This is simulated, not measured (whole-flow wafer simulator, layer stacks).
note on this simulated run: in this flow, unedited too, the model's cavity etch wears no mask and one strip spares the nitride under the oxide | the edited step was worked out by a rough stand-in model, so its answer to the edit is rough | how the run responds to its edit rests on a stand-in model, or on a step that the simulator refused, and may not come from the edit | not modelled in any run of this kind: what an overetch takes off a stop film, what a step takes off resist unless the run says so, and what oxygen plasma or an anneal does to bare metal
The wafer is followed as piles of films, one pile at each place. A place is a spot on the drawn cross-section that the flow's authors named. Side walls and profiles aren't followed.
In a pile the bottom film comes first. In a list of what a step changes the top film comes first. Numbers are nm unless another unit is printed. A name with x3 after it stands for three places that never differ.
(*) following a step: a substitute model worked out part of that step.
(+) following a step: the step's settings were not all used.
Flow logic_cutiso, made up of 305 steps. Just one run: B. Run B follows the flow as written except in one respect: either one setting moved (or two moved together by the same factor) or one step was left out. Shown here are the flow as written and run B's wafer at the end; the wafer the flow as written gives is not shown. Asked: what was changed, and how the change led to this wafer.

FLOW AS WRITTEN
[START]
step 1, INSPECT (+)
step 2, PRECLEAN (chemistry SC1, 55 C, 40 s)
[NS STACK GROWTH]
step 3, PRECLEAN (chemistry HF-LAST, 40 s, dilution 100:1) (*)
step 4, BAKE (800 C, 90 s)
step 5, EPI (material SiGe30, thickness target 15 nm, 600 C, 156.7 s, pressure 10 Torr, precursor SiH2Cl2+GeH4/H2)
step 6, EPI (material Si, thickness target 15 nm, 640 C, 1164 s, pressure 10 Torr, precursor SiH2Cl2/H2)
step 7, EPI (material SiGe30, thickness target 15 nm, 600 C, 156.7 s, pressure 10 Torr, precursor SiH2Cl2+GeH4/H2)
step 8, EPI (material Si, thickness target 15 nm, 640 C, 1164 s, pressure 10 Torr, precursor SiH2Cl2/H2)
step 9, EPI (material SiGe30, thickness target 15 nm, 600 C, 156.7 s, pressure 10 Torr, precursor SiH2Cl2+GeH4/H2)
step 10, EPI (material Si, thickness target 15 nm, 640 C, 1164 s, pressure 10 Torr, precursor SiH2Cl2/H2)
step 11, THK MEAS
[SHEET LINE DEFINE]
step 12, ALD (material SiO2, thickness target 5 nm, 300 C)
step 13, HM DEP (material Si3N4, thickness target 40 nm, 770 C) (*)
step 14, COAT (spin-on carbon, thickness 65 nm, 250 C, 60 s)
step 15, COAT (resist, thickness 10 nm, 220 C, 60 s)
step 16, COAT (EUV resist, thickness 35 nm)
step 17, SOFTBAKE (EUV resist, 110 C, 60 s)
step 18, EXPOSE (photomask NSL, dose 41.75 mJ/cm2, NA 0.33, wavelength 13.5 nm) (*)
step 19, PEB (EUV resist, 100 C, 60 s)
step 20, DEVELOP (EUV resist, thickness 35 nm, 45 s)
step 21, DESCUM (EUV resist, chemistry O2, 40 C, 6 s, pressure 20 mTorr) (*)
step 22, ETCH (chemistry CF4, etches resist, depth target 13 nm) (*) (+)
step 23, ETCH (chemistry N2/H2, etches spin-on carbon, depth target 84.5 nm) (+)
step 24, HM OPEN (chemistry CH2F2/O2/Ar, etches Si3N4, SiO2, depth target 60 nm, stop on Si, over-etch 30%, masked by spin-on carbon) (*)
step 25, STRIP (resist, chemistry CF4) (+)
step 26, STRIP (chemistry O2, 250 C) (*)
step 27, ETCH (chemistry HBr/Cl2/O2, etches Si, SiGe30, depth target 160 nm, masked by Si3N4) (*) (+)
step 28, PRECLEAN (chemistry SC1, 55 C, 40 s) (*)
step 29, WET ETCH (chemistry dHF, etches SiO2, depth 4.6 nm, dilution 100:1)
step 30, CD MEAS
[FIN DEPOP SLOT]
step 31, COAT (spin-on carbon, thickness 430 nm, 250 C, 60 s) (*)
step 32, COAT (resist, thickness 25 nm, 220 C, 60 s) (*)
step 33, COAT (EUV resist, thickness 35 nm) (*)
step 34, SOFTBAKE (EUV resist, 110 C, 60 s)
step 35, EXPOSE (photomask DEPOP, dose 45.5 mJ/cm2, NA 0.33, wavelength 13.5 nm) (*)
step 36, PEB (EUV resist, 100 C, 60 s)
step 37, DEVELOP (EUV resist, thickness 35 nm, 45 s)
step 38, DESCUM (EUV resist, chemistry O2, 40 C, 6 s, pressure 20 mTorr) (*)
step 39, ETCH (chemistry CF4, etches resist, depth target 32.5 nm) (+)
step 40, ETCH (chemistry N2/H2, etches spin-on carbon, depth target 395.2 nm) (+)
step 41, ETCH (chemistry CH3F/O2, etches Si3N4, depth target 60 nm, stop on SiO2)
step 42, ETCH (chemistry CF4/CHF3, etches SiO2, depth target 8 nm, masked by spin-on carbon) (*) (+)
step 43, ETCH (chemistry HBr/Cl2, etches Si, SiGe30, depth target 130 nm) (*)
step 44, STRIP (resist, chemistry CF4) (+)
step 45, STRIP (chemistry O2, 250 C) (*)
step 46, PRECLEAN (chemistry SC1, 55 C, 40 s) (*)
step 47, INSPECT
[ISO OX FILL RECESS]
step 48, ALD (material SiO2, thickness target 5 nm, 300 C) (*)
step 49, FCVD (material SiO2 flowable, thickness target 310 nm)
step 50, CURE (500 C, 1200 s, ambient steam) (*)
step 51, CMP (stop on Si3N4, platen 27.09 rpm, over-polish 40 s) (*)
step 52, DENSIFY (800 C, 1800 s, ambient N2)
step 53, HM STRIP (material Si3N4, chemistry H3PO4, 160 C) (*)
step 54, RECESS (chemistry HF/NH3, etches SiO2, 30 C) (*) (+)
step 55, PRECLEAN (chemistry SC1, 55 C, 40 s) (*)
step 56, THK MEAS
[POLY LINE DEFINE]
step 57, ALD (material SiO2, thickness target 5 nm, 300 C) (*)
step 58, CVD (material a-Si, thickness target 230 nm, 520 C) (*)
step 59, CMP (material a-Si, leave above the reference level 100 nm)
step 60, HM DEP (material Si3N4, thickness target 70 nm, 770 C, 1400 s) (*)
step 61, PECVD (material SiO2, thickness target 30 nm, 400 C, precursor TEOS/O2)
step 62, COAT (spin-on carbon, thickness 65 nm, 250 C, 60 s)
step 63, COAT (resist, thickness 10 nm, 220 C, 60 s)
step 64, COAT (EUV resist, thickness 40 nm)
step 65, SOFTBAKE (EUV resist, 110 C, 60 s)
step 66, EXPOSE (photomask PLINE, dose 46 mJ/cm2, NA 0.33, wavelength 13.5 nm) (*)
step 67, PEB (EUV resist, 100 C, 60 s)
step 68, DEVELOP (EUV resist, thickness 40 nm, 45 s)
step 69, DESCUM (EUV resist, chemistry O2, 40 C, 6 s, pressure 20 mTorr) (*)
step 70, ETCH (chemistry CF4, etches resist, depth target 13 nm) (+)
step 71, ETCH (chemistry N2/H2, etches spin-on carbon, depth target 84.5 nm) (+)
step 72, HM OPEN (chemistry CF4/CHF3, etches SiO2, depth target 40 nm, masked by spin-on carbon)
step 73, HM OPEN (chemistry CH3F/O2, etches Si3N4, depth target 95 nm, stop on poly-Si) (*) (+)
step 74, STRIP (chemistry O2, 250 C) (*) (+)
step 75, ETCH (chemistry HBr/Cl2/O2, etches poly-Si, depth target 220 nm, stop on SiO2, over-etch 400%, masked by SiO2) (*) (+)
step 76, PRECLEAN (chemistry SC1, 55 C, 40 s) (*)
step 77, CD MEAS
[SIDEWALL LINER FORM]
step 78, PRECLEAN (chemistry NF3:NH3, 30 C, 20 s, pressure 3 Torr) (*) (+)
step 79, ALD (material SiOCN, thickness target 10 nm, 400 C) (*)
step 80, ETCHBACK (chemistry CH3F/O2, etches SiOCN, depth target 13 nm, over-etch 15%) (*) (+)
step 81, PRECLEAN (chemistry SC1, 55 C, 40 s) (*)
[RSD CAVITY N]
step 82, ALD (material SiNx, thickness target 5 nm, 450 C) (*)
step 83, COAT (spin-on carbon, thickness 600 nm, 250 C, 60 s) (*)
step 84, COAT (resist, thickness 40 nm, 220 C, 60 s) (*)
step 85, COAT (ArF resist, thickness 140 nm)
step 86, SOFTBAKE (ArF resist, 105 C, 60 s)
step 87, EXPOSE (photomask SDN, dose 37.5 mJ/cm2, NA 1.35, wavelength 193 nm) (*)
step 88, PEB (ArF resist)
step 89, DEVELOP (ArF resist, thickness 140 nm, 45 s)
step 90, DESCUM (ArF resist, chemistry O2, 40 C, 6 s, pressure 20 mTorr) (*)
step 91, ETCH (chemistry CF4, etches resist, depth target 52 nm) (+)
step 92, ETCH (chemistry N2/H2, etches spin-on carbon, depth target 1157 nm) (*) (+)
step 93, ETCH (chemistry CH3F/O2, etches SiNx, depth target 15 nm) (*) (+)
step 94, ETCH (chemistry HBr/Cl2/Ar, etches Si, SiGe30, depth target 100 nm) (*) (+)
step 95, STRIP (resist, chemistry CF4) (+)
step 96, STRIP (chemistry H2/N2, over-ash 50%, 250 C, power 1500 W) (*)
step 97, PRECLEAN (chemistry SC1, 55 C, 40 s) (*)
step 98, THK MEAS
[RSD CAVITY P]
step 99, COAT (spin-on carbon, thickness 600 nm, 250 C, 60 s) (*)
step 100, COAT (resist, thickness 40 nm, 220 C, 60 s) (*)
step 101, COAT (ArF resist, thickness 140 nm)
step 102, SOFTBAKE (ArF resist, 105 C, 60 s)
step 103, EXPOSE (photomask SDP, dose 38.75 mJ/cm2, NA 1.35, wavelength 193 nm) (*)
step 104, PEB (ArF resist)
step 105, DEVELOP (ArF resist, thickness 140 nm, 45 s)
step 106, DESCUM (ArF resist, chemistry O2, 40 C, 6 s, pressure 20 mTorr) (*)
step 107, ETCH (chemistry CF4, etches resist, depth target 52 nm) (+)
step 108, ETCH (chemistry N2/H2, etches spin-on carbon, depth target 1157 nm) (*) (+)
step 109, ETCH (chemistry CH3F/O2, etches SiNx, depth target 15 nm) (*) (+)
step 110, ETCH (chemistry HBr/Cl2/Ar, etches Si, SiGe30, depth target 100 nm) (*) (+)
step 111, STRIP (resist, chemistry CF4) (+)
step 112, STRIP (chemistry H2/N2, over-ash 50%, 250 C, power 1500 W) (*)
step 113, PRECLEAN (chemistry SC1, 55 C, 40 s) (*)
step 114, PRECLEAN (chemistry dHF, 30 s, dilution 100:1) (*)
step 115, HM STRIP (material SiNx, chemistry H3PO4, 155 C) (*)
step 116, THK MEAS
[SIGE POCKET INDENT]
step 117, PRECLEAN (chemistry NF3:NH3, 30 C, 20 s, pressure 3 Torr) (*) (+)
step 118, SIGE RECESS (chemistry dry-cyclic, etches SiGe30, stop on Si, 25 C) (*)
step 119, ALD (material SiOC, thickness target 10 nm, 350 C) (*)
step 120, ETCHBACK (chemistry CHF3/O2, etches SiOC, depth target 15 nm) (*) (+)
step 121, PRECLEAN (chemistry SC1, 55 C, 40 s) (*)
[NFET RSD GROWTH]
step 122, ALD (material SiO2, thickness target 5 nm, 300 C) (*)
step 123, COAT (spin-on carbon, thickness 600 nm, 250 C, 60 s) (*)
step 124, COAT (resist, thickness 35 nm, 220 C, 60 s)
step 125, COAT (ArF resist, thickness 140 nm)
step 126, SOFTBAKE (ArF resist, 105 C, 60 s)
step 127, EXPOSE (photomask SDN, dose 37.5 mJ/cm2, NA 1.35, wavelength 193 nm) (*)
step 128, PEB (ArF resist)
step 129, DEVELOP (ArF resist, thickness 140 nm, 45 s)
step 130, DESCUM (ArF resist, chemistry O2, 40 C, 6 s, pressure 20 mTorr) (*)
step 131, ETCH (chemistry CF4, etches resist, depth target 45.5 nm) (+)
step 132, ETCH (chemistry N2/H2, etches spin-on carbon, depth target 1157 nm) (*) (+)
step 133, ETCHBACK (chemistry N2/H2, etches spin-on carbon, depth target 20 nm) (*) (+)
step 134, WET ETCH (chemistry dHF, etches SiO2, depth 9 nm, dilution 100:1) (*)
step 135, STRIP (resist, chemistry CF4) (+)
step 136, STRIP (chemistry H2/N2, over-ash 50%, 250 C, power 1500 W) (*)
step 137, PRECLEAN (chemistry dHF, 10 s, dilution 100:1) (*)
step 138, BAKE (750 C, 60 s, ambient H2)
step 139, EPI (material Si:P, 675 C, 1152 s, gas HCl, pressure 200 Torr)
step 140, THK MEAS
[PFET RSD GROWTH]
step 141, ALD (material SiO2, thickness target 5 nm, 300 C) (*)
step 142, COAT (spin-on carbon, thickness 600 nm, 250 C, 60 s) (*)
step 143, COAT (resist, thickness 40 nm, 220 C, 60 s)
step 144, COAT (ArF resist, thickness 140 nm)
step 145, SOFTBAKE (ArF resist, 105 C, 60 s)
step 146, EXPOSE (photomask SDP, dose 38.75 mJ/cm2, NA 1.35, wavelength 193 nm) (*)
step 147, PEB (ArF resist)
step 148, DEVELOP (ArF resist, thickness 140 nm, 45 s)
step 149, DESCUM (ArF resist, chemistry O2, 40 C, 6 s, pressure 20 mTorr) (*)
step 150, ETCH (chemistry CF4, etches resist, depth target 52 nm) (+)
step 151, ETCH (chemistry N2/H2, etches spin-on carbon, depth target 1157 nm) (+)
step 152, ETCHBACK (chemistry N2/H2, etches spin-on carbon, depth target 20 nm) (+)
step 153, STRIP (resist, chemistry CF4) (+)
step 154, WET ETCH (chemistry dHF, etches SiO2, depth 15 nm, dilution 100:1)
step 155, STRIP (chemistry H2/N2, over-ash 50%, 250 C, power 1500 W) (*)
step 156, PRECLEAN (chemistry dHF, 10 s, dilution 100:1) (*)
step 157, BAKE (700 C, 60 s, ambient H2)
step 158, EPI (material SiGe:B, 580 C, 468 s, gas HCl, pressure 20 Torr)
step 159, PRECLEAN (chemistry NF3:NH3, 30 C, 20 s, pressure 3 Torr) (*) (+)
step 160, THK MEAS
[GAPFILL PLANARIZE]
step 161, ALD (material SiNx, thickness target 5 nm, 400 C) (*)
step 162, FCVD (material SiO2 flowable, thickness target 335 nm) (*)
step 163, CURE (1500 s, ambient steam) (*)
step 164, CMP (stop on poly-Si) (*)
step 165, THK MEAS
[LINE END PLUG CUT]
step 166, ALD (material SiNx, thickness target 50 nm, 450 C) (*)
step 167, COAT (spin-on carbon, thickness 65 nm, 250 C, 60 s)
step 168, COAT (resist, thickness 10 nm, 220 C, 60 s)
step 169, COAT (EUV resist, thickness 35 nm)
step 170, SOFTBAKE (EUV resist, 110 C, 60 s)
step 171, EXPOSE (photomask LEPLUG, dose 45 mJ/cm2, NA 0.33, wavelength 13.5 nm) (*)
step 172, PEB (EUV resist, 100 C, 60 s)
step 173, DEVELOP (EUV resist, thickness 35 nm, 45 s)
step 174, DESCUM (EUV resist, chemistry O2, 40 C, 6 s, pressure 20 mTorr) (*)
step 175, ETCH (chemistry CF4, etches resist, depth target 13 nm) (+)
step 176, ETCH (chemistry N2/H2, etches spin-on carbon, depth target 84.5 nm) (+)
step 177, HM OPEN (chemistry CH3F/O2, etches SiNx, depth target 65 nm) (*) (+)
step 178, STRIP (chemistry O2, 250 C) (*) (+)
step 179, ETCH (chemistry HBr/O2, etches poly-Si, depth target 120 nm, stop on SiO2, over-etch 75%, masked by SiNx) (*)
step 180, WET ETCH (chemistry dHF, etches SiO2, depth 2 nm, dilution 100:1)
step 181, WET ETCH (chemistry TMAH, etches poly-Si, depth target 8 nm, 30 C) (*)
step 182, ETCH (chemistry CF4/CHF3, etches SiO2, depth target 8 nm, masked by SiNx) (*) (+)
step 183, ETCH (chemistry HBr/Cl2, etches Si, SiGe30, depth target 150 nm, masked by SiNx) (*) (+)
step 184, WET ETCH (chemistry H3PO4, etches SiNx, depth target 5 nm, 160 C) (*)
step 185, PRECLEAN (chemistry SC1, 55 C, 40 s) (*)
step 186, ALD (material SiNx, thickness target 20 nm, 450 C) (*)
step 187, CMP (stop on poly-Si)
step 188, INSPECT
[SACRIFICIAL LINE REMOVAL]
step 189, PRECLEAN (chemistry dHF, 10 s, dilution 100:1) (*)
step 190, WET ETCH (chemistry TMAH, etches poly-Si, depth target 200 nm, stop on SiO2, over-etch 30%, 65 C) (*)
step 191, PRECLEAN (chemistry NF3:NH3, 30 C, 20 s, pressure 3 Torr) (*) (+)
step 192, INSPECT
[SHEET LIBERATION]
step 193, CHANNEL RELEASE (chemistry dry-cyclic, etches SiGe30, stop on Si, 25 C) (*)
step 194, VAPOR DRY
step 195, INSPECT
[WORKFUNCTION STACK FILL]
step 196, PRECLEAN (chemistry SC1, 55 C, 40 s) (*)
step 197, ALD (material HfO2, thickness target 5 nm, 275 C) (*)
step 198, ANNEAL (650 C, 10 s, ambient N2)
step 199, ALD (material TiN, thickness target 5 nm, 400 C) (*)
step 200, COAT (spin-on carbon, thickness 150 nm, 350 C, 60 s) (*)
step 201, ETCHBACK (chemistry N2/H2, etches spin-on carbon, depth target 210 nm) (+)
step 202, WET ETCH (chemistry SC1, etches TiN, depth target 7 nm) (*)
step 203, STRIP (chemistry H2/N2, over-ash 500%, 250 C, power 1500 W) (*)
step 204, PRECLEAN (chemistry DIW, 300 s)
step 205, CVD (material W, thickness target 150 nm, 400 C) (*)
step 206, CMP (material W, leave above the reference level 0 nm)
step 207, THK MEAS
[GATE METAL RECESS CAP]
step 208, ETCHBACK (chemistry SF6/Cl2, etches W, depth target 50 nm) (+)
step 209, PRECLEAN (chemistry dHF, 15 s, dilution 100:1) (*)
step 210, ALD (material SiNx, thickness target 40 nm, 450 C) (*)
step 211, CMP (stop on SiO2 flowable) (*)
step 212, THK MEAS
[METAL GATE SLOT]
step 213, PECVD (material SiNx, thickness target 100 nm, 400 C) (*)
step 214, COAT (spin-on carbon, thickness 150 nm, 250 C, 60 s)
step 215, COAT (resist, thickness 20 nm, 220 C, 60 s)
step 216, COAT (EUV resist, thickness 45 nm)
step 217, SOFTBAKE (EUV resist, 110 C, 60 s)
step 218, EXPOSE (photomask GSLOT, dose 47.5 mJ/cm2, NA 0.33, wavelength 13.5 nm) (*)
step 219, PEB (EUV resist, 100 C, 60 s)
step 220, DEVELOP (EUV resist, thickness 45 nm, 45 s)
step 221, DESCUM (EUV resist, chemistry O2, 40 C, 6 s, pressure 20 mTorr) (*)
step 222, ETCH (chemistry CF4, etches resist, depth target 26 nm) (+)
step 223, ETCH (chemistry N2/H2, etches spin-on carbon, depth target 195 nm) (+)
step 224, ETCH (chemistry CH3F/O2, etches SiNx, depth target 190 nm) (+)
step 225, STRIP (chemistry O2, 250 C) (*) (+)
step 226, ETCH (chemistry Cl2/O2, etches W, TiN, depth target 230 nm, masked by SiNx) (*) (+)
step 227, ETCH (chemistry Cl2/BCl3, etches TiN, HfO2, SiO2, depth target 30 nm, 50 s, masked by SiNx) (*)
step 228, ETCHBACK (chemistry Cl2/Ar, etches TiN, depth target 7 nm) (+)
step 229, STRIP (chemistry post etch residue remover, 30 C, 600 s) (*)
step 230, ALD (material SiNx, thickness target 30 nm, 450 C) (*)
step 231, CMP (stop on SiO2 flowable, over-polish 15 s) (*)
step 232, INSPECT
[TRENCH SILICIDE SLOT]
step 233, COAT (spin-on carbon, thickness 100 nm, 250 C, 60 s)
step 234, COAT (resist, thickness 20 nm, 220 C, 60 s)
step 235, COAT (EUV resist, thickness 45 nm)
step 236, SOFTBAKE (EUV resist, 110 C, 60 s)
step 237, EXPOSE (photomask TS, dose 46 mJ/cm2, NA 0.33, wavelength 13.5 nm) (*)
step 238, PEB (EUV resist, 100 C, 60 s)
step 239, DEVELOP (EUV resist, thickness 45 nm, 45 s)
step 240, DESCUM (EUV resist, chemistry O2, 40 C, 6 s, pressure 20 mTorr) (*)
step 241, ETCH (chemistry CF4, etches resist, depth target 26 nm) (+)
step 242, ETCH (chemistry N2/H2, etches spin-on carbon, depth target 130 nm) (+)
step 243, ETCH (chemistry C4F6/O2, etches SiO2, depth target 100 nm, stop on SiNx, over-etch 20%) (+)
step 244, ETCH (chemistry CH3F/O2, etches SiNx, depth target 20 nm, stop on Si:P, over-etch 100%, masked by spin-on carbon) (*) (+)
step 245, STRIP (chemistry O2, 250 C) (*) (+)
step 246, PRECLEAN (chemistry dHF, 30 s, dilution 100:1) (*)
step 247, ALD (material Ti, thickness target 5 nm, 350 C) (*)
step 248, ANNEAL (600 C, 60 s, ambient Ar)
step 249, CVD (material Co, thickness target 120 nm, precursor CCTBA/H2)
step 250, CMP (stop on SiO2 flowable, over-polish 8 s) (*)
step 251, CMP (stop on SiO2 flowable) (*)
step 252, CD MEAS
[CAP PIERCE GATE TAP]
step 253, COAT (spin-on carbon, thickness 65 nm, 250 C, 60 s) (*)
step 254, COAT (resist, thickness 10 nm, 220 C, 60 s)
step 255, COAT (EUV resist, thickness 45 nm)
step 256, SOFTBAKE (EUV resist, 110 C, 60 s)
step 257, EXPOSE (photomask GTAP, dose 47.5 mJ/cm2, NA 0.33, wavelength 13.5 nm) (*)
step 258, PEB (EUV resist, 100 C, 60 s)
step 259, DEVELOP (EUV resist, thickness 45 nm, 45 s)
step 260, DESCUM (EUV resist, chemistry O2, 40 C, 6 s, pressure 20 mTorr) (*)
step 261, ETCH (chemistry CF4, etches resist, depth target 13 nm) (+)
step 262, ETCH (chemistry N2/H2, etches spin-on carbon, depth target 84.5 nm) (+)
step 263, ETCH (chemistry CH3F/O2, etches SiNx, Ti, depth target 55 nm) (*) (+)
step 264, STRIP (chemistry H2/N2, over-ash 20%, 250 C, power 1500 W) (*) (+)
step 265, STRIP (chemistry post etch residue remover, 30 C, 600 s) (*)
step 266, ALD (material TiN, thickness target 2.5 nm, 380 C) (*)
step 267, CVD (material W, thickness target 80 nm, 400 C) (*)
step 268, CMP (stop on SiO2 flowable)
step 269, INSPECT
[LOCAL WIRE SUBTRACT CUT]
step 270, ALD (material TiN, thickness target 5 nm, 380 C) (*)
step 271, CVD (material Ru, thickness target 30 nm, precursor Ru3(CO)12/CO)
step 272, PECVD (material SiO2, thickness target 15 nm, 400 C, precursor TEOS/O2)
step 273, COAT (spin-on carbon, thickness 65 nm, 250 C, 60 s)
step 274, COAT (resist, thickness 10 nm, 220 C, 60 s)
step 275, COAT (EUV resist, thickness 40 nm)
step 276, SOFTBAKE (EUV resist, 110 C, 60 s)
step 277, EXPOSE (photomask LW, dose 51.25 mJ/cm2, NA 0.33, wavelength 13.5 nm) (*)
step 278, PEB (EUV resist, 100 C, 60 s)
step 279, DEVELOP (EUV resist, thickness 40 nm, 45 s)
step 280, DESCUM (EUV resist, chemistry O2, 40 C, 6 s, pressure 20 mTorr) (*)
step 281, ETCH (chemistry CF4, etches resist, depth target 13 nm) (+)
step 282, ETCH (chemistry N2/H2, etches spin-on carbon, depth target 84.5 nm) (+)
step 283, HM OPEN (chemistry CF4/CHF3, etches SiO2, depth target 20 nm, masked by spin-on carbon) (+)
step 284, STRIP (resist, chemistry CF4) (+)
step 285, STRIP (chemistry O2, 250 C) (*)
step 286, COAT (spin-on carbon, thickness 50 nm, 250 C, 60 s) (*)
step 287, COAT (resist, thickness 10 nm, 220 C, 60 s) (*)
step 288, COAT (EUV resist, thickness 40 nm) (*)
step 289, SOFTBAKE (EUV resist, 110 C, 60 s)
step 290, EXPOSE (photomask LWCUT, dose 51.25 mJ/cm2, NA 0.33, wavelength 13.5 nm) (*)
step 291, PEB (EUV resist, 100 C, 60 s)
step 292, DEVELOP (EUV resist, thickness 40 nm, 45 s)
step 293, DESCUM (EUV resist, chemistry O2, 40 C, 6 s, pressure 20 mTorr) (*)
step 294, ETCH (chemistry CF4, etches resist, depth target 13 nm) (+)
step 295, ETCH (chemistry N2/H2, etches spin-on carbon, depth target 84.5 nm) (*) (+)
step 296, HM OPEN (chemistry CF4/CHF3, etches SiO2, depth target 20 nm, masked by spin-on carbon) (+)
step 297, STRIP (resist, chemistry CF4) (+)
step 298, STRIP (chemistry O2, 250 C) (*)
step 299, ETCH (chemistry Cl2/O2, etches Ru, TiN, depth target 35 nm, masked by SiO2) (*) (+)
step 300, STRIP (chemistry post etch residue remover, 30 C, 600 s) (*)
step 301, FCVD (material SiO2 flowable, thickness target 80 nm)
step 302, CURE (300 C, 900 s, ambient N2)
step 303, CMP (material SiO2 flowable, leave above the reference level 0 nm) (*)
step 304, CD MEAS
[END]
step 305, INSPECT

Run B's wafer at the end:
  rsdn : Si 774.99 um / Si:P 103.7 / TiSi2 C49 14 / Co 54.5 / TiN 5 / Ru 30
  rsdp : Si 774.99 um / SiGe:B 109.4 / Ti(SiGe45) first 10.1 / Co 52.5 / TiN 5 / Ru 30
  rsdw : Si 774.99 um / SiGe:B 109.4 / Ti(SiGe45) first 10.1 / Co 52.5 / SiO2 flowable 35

What caused this: step 247, ALD: thickness target 5.5 nm was run, while the flow as written has thickness target 5 nm.

The path from the change to this, step by step:
  step 248, ANNEAL (600 C, 60 s, ambient Ar)
      rsdp, rsdw: +10.1 Ti(SiGe45) first (new film), -5.5 Ti (all of it), -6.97 SiGe:B (it would be, as written: +8.95 Ti(SiGe45) first (new film), -5 Ti (all of it), -5.98 SiGe:B)
      rsdn: +14 TiSi2 C49 (new film), -5.5 Ti (all of it), -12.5 Si:P (it would be, as written: +12.7 TiSi2 C49 (new film), -5 Ti (all of it), -11.3 Si:P)
